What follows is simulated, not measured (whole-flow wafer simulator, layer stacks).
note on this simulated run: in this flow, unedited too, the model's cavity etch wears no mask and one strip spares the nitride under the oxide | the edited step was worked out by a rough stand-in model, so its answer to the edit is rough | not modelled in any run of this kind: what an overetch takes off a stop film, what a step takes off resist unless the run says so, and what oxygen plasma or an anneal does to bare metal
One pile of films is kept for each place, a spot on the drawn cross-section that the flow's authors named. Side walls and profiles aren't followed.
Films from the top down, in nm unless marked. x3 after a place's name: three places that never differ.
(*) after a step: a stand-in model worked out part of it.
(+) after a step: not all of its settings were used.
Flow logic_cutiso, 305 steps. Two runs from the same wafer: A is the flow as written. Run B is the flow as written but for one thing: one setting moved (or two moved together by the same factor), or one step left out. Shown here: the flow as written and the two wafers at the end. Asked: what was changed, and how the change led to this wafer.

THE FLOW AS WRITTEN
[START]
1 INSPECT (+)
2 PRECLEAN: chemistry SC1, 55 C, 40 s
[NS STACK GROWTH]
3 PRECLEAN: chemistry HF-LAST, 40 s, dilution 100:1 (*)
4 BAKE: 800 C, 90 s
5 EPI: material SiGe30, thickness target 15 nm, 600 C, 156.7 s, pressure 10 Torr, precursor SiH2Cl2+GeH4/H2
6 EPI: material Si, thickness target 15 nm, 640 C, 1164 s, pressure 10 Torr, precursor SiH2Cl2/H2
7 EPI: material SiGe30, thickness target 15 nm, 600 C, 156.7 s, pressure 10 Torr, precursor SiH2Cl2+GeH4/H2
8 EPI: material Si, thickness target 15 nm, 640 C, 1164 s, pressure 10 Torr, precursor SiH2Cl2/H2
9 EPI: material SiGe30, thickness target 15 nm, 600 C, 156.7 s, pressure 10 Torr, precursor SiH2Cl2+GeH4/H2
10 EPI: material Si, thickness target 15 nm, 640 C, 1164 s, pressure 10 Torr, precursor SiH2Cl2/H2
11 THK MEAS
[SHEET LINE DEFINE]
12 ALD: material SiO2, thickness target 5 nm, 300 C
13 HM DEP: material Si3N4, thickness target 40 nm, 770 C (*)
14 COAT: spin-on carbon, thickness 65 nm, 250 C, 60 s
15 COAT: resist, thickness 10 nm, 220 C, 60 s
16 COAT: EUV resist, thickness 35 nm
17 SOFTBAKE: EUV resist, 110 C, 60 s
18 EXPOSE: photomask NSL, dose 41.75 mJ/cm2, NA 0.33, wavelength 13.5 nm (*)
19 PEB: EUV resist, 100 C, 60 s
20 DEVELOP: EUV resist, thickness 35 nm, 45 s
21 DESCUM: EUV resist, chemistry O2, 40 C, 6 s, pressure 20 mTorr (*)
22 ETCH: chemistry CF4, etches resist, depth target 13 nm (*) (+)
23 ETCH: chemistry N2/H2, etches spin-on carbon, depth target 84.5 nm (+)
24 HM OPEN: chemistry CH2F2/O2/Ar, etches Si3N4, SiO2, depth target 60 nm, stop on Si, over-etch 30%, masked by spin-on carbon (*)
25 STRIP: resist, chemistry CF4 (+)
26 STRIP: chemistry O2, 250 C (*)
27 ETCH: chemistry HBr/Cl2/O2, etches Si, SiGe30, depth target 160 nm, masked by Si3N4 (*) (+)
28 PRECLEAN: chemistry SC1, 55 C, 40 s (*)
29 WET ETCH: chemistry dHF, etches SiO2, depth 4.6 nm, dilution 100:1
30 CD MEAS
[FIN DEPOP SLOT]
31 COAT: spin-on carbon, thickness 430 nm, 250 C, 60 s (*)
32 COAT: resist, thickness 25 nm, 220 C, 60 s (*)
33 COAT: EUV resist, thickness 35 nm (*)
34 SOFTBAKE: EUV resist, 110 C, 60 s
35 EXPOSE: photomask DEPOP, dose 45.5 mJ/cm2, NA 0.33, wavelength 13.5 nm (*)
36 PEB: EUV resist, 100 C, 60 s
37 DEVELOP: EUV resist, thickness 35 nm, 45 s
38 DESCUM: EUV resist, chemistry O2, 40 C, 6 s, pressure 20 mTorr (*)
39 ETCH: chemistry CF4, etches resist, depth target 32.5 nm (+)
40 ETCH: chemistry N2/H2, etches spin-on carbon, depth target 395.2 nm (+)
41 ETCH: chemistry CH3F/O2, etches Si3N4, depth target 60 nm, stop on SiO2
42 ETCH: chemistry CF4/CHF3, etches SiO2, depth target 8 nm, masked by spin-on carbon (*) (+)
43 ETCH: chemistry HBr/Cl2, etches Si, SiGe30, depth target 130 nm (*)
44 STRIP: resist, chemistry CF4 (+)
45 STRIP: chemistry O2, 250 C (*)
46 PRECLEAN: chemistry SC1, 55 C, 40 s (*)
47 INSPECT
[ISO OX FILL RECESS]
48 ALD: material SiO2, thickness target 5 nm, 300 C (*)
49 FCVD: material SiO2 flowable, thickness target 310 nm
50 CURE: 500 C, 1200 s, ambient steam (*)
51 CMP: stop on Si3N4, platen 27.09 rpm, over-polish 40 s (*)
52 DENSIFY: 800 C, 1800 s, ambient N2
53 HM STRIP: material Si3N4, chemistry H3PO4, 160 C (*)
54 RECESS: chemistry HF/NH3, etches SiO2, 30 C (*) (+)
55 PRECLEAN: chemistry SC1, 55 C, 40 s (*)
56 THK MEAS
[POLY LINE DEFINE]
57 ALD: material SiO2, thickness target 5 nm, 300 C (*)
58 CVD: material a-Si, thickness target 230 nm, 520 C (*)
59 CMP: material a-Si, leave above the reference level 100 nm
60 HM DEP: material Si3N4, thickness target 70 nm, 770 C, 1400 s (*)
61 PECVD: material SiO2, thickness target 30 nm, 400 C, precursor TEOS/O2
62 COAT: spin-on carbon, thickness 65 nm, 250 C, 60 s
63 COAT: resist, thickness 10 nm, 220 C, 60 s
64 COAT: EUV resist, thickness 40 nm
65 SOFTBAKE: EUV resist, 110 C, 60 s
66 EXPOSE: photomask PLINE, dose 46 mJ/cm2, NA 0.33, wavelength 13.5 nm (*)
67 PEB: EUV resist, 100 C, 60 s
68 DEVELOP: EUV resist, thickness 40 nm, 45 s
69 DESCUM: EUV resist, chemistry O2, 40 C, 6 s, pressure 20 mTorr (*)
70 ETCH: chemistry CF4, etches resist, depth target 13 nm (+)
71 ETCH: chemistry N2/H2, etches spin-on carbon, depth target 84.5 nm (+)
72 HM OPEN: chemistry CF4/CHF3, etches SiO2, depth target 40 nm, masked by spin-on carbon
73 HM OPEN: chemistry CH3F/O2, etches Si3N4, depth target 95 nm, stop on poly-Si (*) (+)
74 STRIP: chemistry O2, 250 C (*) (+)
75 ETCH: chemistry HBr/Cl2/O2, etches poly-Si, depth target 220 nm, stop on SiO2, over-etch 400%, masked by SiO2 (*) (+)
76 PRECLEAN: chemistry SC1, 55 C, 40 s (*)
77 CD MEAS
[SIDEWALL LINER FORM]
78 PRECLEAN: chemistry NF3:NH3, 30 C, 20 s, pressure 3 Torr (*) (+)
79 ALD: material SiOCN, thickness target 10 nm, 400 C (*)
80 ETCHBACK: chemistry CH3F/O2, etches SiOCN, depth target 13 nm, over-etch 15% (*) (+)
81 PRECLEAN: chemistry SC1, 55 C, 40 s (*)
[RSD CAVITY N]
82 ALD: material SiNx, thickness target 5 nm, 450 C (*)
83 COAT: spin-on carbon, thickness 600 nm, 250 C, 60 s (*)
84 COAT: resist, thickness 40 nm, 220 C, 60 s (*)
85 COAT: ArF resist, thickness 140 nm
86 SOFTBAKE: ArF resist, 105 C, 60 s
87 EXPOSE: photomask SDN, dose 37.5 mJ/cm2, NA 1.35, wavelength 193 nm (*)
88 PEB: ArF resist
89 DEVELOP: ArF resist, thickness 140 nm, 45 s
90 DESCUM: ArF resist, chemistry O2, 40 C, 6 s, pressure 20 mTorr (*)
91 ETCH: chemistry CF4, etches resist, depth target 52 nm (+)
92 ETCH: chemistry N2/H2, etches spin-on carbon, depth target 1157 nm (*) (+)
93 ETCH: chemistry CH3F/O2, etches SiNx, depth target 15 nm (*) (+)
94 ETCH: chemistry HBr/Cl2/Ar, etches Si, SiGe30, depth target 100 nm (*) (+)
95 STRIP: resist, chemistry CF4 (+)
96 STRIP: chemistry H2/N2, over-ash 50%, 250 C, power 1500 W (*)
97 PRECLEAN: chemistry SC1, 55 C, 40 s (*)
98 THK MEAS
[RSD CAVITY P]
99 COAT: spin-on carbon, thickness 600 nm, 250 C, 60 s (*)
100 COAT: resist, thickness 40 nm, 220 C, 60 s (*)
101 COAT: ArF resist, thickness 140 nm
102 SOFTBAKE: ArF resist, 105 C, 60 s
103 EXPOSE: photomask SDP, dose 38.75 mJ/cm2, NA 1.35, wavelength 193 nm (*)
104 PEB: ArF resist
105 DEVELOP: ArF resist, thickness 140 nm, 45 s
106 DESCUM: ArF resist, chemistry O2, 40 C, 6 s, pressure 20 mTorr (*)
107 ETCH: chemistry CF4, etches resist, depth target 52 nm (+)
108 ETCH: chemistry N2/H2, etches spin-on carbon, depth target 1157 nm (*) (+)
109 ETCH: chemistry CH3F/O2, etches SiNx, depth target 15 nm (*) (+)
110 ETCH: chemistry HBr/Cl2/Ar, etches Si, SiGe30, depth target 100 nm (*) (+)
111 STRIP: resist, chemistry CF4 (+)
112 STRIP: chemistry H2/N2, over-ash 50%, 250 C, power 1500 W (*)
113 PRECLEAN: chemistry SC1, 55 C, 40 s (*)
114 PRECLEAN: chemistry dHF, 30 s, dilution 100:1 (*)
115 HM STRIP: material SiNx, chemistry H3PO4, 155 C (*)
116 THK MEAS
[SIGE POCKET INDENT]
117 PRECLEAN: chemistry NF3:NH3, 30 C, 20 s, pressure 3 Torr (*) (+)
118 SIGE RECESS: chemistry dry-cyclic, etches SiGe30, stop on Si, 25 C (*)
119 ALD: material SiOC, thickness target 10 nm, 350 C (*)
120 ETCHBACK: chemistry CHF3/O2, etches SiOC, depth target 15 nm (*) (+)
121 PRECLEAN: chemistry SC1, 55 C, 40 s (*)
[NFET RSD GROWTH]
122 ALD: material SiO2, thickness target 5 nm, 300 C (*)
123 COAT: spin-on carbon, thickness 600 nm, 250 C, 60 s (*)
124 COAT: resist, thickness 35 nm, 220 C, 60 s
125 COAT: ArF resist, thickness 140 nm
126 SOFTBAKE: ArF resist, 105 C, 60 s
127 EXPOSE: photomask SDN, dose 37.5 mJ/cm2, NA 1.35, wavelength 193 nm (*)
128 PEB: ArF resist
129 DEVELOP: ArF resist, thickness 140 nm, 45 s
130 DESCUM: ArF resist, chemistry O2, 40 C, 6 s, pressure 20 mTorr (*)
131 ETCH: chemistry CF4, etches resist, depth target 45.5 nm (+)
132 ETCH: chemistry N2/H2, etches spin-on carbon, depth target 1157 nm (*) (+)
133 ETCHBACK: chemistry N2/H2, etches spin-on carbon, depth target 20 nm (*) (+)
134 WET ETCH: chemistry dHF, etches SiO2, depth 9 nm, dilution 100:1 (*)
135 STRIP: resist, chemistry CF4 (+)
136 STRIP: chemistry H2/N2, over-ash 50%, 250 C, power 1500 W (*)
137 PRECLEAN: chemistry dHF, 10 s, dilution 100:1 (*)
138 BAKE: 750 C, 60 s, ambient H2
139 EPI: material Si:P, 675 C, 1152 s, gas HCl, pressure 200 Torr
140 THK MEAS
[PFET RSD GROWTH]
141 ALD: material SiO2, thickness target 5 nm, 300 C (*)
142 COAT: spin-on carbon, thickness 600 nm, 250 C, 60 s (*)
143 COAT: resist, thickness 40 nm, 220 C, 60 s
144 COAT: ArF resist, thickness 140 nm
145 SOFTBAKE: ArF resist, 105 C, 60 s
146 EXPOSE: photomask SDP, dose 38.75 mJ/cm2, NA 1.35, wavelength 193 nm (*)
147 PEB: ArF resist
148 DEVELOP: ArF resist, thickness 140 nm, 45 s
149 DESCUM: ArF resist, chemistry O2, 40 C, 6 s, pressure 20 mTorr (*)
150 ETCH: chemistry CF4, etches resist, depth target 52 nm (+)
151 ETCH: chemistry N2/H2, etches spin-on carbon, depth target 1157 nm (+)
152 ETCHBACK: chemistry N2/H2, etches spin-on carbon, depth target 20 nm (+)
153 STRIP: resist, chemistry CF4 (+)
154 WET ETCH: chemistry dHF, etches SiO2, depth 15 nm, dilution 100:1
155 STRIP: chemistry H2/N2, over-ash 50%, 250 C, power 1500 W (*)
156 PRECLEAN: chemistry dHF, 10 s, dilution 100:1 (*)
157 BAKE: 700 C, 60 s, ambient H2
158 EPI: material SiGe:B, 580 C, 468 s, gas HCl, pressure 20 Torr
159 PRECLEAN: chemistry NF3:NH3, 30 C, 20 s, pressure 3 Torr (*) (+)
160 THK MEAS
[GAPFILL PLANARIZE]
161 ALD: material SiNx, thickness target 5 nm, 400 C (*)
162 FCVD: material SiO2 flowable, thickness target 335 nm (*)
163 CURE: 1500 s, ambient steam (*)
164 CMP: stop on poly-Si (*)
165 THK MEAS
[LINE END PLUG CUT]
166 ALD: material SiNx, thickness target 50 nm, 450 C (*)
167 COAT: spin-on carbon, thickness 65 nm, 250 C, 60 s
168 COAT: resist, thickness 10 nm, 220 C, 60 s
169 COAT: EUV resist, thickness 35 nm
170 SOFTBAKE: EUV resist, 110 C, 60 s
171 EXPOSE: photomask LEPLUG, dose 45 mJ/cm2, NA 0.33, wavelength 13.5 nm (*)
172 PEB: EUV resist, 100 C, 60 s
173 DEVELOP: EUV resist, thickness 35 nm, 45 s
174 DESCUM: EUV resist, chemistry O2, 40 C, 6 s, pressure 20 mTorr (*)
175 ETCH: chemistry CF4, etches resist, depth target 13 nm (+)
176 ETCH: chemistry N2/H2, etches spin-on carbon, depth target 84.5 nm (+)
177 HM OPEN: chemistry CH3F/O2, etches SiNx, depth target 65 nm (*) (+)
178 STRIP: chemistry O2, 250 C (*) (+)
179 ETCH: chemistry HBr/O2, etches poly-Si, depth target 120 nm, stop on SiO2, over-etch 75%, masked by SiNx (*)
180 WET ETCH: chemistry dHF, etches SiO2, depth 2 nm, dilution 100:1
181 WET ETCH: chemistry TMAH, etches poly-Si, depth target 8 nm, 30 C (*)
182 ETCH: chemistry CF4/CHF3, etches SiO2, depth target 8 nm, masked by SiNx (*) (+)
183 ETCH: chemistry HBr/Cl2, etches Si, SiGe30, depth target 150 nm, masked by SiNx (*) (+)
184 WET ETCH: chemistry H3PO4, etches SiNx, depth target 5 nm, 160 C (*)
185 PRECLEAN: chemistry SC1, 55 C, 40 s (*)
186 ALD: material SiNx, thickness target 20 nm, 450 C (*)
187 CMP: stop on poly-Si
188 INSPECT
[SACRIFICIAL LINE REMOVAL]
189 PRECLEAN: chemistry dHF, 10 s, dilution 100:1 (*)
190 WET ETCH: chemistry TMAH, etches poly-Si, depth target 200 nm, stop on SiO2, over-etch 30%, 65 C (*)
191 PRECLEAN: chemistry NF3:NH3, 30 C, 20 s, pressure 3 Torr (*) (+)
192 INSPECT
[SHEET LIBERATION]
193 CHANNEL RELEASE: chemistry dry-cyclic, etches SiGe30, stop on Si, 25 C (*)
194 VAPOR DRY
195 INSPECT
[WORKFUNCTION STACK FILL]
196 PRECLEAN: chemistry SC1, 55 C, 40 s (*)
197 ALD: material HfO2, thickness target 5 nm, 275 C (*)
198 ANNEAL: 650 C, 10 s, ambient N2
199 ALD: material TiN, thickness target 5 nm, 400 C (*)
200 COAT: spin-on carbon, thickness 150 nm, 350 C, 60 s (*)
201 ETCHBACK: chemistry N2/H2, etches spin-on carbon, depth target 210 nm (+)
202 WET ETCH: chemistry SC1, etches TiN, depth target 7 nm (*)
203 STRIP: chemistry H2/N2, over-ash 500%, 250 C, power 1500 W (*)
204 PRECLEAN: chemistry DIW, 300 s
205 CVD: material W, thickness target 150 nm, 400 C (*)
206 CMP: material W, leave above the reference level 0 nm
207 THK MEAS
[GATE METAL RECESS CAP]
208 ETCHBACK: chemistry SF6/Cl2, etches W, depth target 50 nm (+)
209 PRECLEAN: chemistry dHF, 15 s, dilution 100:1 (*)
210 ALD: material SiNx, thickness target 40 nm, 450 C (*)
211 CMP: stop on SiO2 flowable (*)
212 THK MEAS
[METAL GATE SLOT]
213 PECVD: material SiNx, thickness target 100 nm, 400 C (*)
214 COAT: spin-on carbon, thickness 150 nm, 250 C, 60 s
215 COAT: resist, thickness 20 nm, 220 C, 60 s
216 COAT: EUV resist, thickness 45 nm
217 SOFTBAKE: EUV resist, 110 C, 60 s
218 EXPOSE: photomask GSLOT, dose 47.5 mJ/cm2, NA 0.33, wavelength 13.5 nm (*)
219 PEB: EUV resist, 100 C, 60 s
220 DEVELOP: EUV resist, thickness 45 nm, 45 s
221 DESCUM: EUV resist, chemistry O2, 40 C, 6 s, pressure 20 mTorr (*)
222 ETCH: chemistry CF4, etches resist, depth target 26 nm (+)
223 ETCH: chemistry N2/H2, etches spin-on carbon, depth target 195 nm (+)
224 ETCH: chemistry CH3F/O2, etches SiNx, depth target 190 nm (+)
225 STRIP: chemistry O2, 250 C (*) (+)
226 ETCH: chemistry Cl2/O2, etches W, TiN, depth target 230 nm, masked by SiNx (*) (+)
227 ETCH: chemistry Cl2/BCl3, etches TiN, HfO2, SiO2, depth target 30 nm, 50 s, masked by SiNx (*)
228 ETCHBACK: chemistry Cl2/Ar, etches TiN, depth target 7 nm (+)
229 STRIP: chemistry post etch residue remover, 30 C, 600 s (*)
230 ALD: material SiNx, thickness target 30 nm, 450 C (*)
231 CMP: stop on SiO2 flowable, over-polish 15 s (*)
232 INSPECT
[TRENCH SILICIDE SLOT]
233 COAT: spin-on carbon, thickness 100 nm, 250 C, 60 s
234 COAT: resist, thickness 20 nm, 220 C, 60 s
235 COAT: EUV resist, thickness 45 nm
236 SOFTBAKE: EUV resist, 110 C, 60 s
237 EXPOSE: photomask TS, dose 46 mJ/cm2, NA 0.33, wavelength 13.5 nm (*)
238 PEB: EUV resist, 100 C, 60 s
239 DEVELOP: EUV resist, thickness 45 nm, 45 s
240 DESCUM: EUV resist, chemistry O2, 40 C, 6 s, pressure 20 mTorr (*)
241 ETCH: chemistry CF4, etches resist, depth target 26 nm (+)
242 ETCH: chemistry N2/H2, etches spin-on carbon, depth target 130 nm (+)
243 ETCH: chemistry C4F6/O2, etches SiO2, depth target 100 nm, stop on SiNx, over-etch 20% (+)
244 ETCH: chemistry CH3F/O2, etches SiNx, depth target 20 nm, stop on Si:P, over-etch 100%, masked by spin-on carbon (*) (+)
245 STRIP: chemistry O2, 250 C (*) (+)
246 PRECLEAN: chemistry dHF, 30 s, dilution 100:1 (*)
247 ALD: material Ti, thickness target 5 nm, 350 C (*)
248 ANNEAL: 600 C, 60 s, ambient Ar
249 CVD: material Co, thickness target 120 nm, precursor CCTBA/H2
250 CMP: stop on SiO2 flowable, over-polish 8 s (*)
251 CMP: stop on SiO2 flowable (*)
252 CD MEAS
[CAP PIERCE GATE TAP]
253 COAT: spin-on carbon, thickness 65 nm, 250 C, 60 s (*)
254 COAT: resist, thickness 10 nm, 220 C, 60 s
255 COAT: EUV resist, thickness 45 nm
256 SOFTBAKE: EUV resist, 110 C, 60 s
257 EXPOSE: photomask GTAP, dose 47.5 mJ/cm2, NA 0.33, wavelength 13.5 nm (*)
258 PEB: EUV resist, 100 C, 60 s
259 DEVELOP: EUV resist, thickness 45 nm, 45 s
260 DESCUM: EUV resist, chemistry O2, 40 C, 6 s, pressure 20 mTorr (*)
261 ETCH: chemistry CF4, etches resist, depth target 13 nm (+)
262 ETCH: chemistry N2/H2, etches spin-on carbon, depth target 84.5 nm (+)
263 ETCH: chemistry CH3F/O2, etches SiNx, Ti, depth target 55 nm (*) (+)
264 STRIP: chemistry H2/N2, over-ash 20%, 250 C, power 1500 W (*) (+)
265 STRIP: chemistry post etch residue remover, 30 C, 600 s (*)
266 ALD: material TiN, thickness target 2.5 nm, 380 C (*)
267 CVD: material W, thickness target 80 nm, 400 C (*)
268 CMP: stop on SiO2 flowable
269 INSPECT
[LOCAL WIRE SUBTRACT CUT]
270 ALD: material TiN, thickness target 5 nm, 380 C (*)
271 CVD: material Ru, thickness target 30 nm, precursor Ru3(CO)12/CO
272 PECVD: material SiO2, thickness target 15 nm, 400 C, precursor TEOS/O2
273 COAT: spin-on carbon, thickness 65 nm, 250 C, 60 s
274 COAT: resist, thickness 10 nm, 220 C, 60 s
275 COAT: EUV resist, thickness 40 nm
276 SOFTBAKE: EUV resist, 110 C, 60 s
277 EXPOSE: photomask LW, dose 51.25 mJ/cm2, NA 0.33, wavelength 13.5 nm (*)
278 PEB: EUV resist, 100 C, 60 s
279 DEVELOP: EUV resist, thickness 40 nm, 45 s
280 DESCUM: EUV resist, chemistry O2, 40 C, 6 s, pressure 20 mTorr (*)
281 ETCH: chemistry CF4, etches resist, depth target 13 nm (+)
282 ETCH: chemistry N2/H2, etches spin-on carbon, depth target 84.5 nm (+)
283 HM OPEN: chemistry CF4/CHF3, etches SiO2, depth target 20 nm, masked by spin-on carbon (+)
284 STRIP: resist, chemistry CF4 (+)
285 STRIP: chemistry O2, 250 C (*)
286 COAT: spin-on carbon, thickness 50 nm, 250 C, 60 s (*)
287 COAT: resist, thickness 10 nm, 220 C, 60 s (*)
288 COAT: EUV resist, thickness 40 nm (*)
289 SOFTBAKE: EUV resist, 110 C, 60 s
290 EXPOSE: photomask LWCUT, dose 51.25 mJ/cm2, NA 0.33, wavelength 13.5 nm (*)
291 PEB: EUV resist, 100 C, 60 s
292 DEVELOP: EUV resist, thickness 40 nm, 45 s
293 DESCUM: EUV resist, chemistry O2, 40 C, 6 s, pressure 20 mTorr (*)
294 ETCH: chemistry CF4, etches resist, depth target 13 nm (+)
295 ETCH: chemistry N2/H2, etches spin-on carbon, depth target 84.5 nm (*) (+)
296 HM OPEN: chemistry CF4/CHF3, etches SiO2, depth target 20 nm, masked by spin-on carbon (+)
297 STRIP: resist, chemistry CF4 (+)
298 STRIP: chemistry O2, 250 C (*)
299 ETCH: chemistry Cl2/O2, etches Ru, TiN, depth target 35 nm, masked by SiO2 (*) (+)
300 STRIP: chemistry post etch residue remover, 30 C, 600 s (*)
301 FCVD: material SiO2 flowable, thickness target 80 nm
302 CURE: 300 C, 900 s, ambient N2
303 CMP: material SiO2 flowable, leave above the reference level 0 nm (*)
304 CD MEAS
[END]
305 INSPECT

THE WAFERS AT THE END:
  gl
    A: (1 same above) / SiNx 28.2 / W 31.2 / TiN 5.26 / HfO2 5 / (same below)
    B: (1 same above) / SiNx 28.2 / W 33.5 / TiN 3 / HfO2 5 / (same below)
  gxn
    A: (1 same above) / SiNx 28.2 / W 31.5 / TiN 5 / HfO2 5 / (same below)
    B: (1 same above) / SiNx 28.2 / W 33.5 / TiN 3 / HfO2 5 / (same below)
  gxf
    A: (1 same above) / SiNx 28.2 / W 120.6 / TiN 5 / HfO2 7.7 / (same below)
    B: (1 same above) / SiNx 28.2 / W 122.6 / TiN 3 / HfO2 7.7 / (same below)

The cause: step 199, ALD: thickness target 3 nm was run, where the flow has thickness target 5 nm.
It can be read off the wafer: gxn has TiN 3, and step 199 as written asks for 5 nm.

How the change led to this, step by step:
  199 ALD: material TiN, thickness target 5 nm, 400 C (*)
      depop, dpovl, gxf and 12 more: A TiN +5 (new film) | B TiN +3 (new film)
      gl, glp, tap: A TiN +5.26 (new film), TiN +4.49 (new film), cavity -4.49 (all of it), TiN +4.49 (new film), cavity -4.49 (all of it), TiN +4.49 (new film), cavity -4.49 (all of it) | B TiN +3 (new film), TiN +4.49 (new film), cavity -4.49 (all of it), TiN +4.49 (new film), cavity -4.49 (all of it), TiN +4.49 (new film), cavity -4.49 (all of it)
      (and at 4 more places)
  200 COAT: spin-on carbon, thickness 150 nm, 350 C, 60 s (*)
      gl, glp: A spin-on carbon +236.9 (new film) | B spin-on carbon +231.1 (new film)
      gxn, gxp: A spin-on carbon +236.9 (new film) | B spin-on carbon +230.7 (new film)
      (and at 12 more places)
  201 ETCHBACK: chemistry N2/H2, etches spin-on carbon, depth target 210 nm (+)
      lnr, lnrp: A spin-on carbon -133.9 (all of it) | B spin-on carbon -128.1 (all of it)
      rsdn, rsdw: A spin-on carbon -145.8 (all of it) | B spin-on carbon -139.8 (all of it)
      (and at 7 more places)
  202 WET ETCH: chemistry SC1, etches TiN, depth target 7 nm (*)
      depop, dpovl, iso and 12 more: A TiN -5 (all of it) | B TiN -3 (all of it)
  203 STRIP: chemistry H2/N2, over-ash 500%, 250 C, power 1500 W (*)
      gl, glp: A spin-on carbon -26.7 (all of it) | B spin-on carbon -20.9 (all of it)
      gxn, gxp: A spin-on carbon -26.8 (all of it) | B spin-on carbon -20.5 (all of it)
      (and at 3 more places)
  226 ETCH: chemistry Cl2/O2, etches W, TiN, depth target 230 nm, masked by SiNx (*) (+)
      gfld: A W -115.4 (all of it), TiN -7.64 (all of it), HfO2 -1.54 | B W -120.1 (all of it), TiN -3 (all of it), HfO2 -1.54
